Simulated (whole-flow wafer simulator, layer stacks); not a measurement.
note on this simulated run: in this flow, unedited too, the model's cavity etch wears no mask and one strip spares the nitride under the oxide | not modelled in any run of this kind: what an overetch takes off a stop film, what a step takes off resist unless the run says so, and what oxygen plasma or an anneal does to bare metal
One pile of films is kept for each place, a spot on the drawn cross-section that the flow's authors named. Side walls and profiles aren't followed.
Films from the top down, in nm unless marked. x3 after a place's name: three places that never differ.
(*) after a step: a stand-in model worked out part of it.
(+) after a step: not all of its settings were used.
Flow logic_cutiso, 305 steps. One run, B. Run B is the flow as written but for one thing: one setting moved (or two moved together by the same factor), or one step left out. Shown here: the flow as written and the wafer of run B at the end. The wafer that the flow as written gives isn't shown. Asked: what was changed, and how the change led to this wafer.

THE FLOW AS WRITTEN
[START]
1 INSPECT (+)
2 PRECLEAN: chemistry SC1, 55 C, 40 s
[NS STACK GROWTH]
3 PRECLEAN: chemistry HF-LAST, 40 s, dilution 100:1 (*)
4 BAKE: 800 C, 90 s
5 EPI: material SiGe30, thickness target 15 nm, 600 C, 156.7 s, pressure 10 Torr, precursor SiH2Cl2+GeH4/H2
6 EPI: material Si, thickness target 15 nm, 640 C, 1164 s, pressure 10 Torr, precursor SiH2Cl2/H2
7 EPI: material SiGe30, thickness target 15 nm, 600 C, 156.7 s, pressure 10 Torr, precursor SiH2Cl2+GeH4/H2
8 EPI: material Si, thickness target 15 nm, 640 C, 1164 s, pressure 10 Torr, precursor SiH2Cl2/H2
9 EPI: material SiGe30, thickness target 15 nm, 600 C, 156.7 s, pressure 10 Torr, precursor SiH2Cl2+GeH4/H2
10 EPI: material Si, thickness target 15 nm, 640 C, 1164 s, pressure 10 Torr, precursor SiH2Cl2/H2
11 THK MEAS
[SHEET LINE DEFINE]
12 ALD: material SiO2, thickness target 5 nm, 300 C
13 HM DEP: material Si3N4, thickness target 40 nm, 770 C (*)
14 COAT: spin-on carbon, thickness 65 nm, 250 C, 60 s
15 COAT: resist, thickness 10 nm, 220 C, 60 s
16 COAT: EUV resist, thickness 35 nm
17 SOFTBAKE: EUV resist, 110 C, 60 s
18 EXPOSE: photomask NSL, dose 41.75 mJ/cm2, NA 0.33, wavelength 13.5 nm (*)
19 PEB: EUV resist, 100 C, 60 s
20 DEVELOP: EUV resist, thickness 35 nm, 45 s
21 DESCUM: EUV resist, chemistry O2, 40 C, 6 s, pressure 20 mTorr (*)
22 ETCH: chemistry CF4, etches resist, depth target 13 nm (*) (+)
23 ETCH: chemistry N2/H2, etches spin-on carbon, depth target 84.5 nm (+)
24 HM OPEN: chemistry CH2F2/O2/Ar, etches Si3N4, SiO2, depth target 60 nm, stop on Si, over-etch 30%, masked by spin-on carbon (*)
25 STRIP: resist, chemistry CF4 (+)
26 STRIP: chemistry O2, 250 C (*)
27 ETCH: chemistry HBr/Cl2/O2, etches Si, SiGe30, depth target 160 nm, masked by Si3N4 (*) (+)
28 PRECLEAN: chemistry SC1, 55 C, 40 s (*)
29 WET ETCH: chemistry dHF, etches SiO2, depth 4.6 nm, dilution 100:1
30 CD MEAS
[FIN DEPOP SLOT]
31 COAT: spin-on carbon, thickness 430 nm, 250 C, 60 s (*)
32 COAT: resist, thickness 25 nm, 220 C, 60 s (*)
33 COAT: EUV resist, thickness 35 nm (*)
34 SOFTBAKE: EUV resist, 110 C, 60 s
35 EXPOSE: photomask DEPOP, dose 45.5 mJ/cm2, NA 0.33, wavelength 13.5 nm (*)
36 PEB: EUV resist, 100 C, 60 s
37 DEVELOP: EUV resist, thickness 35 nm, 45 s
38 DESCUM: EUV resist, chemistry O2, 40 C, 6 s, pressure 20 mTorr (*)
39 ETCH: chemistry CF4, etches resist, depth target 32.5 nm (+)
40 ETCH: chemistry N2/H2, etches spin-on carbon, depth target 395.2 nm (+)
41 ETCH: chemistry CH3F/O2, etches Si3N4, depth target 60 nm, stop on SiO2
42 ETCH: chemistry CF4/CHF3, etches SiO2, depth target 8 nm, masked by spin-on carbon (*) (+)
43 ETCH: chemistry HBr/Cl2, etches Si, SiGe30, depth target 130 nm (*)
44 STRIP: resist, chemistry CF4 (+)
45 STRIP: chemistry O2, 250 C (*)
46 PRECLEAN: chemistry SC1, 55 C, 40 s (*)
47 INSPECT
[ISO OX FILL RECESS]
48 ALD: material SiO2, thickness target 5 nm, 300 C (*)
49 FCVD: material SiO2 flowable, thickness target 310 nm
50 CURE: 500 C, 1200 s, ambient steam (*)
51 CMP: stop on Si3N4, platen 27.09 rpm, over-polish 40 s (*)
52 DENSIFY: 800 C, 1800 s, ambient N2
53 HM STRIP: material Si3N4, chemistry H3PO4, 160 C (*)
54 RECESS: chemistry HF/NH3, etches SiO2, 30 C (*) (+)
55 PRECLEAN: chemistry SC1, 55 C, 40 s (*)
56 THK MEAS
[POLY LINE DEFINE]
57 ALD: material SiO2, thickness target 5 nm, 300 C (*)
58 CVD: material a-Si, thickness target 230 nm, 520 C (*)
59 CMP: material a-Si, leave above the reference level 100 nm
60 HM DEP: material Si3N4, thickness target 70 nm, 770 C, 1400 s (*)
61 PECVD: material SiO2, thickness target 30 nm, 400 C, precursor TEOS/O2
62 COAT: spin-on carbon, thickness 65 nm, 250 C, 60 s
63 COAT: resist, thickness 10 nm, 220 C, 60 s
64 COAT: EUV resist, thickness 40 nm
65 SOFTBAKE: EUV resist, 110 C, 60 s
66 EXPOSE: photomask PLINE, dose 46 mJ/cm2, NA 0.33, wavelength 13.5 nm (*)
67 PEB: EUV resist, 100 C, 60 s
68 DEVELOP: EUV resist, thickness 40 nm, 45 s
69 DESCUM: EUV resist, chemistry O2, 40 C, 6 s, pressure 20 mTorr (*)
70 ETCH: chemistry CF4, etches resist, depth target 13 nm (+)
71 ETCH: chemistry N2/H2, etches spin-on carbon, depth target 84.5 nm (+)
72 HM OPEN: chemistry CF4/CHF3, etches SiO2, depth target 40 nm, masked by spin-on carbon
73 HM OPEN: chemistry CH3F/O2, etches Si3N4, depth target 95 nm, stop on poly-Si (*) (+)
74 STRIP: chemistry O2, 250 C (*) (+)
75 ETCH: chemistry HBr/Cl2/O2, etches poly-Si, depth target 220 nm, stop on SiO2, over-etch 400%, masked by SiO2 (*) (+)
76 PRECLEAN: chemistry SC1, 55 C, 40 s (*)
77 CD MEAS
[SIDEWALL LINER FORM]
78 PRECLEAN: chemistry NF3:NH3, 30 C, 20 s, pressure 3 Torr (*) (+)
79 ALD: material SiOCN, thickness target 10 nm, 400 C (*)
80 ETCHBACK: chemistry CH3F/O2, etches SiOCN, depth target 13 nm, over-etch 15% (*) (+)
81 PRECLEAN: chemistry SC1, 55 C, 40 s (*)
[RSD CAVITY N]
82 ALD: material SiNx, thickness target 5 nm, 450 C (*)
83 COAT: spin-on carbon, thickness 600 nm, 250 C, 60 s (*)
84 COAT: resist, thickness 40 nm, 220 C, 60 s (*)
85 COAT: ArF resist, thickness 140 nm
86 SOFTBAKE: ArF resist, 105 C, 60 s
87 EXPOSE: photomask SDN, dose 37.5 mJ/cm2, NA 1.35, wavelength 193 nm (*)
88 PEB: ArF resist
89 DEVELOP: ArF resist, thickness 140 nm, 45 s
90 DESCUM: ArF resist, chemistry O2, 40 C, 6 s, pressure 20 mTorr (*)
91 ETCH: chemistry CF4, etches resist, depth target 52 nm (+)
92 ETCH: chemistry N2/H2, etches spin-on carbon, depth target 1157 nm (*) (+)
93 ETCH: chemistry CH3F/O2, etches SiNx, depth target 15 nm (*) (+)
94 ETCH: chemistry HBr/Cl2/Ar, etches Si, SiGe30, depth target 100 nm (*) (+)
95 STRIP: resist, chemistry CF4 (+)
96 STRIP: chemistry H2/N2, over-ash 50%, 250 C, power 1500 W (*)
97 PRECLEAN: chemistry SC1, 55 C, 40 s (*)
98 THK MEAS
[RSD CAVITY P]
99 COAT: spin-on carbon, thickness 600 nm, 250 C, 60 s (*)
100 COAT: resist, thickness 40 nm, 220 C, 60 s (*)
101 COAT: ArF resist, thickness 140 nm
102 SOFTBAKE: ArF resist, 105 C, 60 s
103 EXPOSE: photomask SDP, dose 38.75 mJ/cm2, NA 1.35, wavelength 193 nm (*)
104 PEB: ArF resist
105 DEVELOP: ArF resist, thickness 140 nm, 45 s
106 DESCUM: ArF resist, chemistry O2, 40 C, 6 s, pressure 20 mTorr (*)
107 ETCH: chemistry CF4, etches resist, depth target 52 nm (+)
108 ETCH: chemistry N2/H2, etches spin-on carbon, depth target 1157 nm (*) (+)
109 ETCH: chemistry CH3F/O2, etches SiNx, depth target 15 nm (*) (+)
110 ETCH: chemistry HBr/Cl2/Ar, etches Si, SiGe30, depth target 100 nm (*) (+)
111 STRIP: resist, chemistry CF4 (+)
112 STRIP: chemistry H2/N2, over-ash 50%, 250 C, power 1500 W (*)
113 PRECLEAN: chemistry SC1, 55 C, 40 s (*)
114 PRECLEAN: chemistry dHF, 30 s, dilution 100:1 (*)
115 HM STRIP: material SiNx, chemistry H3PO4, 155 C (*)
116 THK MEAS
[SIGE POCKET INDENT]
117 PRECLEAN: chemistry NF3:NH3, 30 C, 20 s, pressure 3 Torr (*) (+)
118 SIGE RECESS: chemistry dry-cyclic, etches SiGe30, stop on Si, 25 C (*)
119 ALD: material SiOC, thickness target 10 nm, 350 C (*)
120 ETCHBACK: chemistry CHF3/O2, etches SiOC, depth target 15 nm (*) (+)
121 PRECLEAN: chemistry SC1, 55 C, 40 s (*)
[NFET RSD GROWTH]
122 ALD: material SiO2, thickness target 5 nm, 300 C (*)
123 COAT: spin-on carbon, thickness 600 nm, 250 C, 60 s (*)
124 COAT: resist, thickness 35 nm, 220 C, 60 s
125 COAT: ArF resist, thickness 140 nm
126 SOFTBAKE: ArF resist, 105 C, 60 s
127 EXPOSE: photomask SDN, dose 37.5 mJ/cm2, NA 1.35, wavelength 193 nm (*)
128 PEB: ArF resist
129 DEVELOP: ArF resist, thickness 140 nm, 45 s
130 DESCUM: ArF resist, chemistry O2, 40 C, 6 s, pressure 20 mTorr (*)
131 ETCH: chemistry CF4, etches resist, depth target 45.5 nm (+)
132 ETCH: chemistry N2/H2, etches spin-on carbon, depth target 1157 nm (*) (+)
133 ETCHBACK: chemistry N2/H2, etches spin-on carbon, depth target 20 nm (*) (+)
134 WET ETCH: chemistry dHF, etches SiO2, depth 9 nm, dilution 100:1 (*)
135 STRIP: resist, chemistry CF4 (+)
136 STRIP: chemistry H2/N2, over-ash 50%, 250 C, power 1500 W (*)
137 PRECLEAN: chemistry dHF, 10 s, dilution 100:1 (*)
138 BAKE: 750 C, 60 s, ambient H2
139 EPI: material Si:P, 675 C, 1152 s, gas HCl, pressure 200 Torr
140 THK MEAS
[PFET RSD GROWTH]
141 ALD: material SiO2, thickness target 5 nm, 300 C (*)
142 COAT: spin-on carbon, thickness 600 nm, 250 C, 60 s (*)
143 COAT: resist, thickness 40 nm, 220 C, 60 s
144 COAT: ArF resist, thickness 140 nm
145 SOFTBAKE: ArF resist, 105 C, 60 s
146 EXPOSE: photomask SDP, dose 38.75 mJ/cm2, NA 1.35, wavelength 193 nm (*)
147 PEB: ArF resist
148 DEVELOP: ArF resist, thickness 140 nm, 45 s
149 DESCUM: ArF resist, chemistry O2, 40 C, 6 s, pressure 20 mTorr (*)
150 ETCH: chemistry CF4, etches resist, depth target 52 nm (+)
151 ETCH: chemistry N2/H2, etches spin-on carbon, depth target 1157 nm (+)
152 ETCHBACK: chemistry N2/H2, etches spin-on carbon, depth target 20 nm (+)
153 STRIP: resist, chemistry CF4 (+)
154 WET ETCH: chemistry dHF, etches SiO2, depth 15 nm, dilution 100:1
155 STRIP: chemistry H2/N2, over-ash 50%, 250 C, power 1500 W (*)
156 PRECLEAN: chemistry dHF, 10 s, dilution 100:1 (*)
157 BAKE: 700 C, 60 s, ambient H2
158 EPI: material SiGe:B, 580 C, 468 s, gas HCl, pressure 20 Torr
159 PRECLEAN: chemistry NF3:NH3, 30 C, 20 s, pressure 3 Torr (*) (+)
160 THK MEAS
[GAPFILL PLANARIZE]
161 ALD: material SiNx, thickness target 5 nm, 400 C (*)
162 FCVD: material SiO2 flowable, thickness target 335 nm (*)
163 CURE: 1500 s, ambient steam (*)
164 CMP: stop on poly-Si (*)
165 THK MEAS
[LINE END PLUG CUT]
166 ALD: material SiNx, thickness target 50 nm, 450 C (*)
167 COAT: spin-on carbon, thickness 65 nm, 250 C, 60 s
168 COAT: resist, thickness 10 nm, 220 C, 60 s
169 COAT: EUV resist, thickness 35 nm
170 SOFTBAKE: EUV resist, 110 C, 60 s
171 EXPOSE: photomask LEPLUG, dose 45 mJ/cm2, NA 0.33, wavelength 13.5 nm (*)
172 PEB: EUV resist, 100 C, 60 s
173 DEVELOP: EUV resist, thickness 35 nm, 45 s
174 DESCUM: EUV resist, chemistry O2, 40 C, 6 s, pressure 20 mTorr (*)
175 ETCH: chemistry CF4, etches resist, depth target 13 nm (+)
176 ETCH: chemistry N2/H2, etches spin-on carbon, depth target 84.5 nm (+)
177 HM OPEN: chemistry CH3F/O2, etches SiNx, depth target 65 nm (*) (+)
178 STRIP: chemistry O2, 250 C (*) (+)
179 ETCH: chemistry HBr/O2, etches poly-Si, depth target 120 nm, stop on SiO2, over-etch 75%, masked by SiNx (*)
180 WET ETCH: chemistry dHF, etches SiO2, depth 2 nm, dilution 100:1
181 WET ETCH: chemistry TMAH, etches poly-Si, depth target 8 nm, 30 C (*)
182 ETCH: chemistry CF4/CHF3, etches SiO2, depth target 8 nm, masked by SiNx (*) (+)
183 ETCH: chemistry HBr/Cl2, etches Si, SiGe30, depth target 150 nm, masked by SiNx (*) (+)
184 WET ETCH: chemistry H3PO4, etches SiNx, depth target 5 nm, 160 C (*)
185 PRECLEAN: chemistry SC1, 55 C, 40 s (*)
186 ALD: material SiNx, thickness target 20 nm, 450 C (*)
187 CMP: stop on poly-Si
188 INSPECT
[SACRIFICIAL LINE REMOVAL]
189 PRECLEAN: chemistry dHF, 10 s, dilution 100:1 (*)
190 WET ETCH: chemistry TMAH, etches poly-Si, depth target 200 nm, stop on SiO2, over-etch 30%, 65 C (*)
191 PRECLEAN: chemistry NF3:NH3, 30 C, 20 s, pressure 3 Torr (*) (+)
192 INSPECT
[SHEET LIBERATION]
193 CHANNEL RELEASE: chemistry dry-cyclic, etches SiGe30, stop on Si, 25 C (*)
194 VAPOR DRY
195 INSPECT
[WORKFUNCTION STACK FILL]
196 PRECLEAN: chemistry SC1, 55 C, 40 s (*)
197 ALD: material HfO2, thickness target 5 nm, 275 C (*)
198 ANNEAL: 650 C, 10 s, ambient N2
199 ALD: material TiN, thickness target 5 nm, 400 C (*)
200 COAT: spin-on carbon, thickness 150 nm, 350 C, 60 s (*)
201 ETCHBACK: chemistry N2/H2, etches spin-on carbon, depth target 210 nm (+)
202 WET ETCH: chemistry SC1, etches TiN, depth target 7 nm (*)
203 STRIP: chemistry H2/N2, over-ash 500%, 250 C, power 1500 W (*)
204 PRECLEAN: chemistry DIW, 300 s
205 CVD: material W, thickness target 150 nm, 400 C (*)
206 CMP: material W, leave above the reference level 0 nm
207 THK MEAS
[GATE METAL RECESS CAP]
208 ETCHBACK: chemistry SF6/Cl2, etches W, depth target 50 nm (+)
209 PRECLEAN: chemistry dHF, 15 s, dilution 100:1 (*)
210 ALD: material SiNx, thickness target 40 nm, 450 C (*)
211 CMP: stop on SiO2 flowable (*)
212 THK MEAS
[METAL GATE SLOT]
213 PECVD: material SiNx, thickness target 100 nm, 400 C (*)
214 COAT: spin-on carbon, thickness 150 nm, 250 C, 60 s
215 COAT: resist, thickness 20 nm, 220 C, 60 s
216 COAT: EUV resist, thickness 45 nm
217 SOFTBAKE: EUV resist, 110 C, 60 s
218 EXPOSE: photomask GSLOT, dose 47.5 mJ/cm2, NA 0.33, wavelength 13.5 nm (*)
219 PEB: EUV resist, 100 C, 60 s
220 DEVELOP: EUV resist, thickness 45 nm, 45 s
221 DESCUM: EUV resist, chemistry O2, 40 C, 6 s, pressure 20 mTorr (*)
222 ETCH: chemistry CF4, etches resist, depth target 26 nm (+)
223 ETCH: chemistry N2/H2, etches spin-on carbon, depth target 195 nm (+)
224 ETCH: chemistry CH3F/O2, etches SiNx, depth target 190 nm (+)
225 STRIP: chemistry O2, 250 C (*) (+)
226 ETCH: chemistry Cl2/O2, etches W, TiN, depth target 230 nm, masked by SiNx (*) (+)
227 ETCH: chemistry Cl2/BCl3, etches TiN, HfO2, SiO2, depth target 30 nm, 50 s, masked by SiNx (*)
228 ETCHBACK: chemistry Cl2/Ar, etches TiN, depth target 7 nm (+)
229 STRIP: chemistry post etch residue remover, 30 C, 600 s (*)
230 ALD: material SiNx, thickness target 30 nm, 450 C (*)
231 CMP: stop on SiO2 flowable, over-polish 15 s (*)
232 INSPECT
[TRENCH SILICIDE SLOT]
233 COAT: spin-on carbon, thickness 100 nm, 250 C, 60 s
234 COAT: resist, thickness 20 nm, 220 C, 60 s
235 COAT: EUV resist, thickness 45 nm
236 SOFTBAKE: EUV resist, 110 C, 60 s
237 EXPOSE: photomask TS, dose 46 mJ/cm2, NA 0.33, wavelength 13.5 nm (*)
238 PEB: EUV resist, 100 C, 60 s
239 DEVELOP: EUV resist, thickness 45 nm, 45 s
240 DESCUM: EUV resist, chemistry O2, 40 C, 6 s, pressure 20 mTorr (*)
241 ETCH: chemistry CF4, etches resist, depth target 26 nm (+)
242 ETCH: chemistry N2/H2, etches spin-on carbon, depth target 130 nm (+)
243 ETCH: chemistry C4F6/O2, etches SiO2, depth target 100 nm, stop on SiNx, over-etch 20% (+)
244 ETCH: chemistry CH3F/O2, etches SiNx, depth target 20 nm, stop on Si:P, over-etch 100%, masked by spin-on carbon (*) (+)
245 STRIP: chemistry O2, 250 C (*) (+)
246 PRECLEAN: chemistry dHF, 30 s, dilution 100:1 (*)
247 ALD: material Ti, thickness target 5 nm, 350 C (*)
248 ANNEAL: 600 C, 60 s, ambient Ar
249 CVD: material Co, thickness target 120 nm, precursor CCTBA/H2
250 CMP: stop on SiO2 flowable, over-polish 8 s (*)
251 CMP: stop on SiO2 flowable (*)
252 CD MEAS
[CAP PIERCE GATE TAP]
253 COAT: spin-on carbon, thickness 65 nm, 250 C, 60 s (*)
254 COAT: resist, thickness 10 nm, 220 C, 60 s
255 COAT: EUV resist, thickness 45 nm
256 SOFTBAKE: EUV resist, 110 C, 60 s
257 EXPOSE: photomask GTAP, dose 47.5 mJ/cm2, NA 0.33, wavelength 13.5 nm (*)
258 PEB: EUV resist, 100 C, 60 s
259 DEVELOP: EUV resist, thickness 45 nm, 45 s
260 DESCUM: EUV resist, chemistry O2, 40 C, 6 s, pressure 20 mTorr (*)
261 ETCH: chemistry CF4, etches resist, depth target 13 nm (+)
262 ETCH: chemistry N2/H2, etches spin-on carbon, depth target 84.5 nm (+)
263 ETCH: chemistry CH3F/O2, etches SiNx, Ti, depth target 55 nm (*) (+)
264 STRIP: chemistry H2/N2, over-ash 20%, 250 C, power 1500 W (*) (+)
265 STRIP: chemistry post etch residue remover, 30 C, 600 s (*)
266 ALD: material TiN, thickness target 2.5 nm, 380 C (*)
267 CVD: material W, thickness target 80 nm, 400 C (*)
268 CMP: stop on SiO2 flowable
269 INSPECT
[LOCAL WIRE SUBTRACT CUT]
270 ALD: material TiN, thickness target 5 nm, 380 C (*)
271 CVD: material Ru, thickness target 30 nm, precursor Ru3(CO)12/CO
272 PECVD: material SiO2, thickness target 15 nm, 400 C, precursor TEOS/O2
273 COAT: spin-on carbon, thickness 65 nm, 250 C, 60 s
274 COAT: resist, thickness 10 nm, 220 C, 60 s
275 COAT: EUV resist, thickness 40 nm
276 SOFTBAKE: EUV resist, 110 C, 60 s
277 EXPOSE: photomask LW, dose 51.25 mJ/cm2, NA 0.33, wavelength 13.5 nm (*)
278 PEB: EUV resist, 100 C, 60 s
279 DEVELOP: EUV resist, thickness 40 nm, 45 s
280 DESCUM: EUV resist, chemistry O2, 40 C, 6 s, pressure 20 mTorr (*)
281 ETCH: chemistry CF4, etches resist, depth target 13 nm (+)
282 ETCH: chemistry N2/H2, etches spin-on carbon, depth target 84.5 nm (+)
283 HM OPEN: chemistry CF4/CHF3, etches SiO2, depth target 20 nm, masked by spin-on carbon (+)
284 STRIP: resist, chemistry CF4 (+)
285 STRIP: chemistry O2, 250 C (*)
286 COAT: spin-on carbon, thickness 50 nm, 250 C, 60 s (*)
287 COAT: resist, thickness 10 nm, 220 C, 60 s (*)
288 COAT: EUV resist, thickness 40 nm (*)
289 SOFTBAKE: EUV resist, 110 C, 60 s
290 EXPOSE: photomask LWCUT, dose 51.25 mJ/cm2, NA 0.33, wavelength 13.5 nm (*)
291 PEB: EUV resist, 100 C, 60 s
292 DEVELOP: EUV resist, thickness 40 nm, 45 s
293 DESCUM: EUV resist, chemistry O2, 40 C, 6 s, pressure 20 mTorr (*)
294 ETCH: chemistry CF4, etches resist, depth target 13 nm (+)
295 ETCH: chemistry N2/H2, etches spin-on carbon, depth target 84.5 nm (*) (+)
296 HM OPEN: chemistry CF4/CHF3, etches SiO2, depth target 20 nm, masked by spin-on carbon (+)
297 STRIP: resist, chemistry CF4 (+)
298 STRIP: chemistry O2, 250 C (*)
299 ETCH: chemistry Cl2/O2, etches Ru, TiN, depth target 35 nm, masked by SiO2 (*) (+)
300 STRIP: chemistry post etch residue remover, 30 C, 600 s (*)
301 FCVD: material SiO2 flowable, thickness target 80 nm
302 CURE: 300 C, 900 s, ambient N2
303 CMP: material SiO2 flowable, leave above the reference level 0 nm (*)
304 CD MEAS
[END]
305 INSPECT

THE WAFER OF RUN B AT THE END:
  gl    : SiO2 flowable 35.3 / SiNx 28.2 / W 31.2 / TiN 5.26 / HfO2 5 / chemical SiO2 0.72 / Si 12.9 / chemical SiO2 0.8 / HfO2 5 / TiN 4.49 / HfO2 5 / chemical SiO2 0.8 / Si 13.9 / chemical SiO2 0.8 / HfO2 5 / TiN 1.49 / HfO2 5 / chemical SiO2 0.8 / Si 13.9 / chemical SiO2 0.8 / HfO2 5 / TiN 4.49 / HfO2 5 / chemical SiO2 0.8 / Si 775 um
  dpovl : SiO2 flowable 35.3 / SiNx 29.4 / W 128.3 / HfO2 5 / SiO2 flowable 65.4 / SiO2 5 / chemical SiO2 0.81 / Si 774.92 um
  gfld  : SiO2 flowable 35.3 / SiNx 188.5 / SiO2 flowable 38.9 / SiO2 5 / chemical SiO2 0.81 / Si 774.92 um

The cause: step 7, EPI: thickness target 12 nm was run, where the flow has thickness target 15 nm; step 7, EPI: 125.4 s was run, where the flow has 156.7 s.

How the change led to this, step by step:
  7 EPI: material SiGe30, thickness target 15 nm, 600 C, 156.7 s, pressure 10 Torr, precursor SiH2Cl2+GeH4/H2
      depop, dpovl, gfld and 19 more: SiGe30 +12 (new film) (as written it would be: SiGe30 +15 (new film))
  27 ETCH: chemistry HBr/Cl2/O2, etches Si, SiGe30, depth target 160 nm, masked by Si3N4 (*) (+)
      gfld, gxf, iso, lnri: chemical SiO2 -0.79 (all of it), Si -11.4 (all of it), SiGe30 -15 (all of it), Si -15 (all of it), SiGe30 -12 (all of it), Si -15 (all of it), SiGe30 -15 (all of it), Si -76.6 (as written it would be: chemical SiO2 -0.79 (all of it), Si -11.4 (all of it), SiGe30 -15 (all of it), Si -15 (all of it), SiGe30 -15 (all of it), Si -15 (all of it), SiGe30 -15 (all of it), Si -73.6)
      dpovl, nsgap: chemical SiO2 -0.79 (all of it), Si -11.8 (all of it), SiGe30 -15 (all of it), Si -15 (all of it), SiGe30 -12 (all of it), Si -15 (all of it), SiGe30 -15 (all of it), Si -76.2 (as written it would be: chemical SiO2 -0.79 (all of it), Si -11.8 (all of it), SiGe30 -15 (all of it), Si -15 (all of it), SiGe30 -15 (all of it), Si -15 (all of it), SiGe30 -15 (all of it), Si -73.2)
      (and at 1 more place)
  43 ETCH: chemistry HBr/Cl2, etches Si, SiGe30, depth target 130 nm (*)
      depop: Si -14 (all of it), SiGe30 -15 (all of it), Si -15 (all of it), SiGe30 -12 (all of it), Si -15 (all of it), SiGe30 -15 (all of it), Si -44 (as written it would be: Si -14 (all of it), SiGe30 -15 (all of it), Si -15 (all of it), SiGe30 -15 (all of it), Si -15 (all of it), SiGe30 -15 (all of it), Si -41)
  94 ETCH: chemistry HBr/Cl2/Ar, etches Si, SiGe30, depth target 100 nm (*) (+)
      rsdn, rsdx: chemical SiO2 -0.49 (all of it), Si -12.8 (all of it), SiGe30 -15 (all of it), Si -15 (all of it), SiGe30 -12 (all of it), Si -15 (all of it), SiGe30 -15 (all of it), Si -15.2 (as written it would be: chemical SiO2 -0.49 (all of it), Si -12.8 (all of it), SiGe30 -15 (all of it), Si -15 (all of it), SiGe30 -15 (all of it), Si -15 (all of it), SiGe30 -15 (all of it), Si -12.2)
  110 ETCH: chemistry HBr/Cl2/Ar, etches Si, SiGe30, depth target 100 nm (*) (+)
      rsdp, rsdw: chemical SiO2 -0.49 (all of it), Si -12.8 (all of it), SiGe30 -15 (all of it), Si -15 (all of it), SiGe30 -12 (all of it), Si -15 (all of it), SiGe30 -15 (all of it), Si -15.2 (as written it would be: chemical SiO2 -0.49 (all of it), Si -12.8 (all of it), SiGe30 -15 (all of it), Si -15 (all of it), SiGe30 -15 (all of it), Si -15 (all of it), SiGe30 -15 (all of it), Si -12.2)
  118 SIGE RECESS: chemistry dry-cyclic, etches SiGe30, stop on Si, 25 C (*)
      lnr, lnrp, lnrt: SiOCN -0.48, Si -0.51, cavity +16 (new film), SiGe30 -15 (all of it), Si -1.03, cavity +13 (new film), SiGe30 -12 (all of it), Si -1.03, cavity +16 (new film), SiGe30 -15 (all of it), Si -0.51 (as written it would be: SiOCN -0.48, Si -0.51, cavity +16 (new film), SiGe30 -15 (all of it), Si -1.03, cavity +16 (new film), SiGe30 -15 (all of it), Si -1.03, cavity +16 (new film), SiGe30 -15 (all of it), Si -0.51)
  119 ALD: material SiOC, thickness target 10 nm, 350 C (*)
      lnr, lnrp, lnrt: SiOC +10 (new film), SiOC +16 (new film), cavity -16 (all of it), SiOC +13 (new film), cavity -13 (all of it), SiOC +16 (new film), cavity -16 (all of it) (as written it would be: SiOC +10 (new film), SiOC +16 (new film), cavity -16 (all of it), SiOC +16 (new film), cavity -16 (all of it), SiOC +16 (new film), cavity -16 (all of it))
  183 ETCH: chemistry HBr/Cl2, etches Si, SiGe30, depth target 150 nm, masked by SiNx (*) (+)
      plug: Si -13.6 (all of it), SiGe30 -15 (all of it), Si -15 (all of it), SiGe30 -12 (all of it), Si -15 (all of it), SiGe30 -15 (all of it), Si -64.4 (as written it would be: Si -13.6 (all of it), SiGe30 -15 (all of it), Si -15 (all of it), SiGe30 -15 (all of it), Si -15 (all of it), SiGe30 -15 (all of it), Si -61.4)
  193 CHANNEL RELEASE: chemistry dry-cyclic, etches SiGe30, stop on Si, 25 C (*)
      gl, glp, gxn, gxp, ns, tap: chemical SiO2 +0.8 (new film), Si -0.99, chemical SiO2 +0.8 (new film), cavity +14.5 (new film), chemical SiO2 +0.8 (new film), SiGe30 -15 (all of it), Si -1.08, chemical SiO2 +0.8 (new film), cavity +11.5 (new film), chemical SiO2 +0.8 (new film), SiGe30 -12 (all of it), Si -1.08, chemical SiO2 +0.8 (new film), cavity +14.5 (new film), chemical SiO2 +0.8 (new film), SiGe30 -15 (all of it), Si -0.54 (as written it would be: chemical SiO2 +0.8 (new film), Si -0.99, chemical SiO2 +0.8 (new film), cavity +14.5 (new film), chemical SiO2 +0.8 (new film), SiGe30 -15 (all of it), Si -1.08, chemical SiO2 +0.8 (new film), cavity +14.5 (new film), chemical SiO2 +0.8 (new film), SiGe30 -15 (all of it), Si -1.08, chemical SiO2 +0.8 (new film), cavity +14.5 (new film), chemical SiO2 +0.8 (new film), SiGe30 -15 (all of it), Si -0.54)
  199 ALD: material TiN, thickness target 5 nm, 400 C (*)
      gl, glp, tap: TiN +5.26 (new film), TiN +4.49 (new film), cavity -4.49 (all of it), TiN +1.49 (new film), cavity -1.49 (all of it), TiN +4.49 (new film), cavity -4.49 (all of it) (as written it would be: TiN +5.26 (new film), TiN +4.49 (new film), cavity -4.49 (all of it), TiN +4.49 (new film), cavity -4.49 (all of it), TiN +4.49 (new film), cavity -4.49 (all of it))
      gxn, gxp, ns: TiN +5 (new film), TiN +4.49 (new film), cavity -4.49 (all of it), TiN +1.49 (new film), cavity -1.49 (all of it), TiN +4.49 (new film), cavity -4.49 (all of it) (as written it would be: TiN +5 (new film), TiN +4.49 (new film), cavity -4.49 (all of it), TiN +4.49 (new film), cavity -4.49 (all of it), TiN +4.49 (new film), cavity -4.49 (all of it))
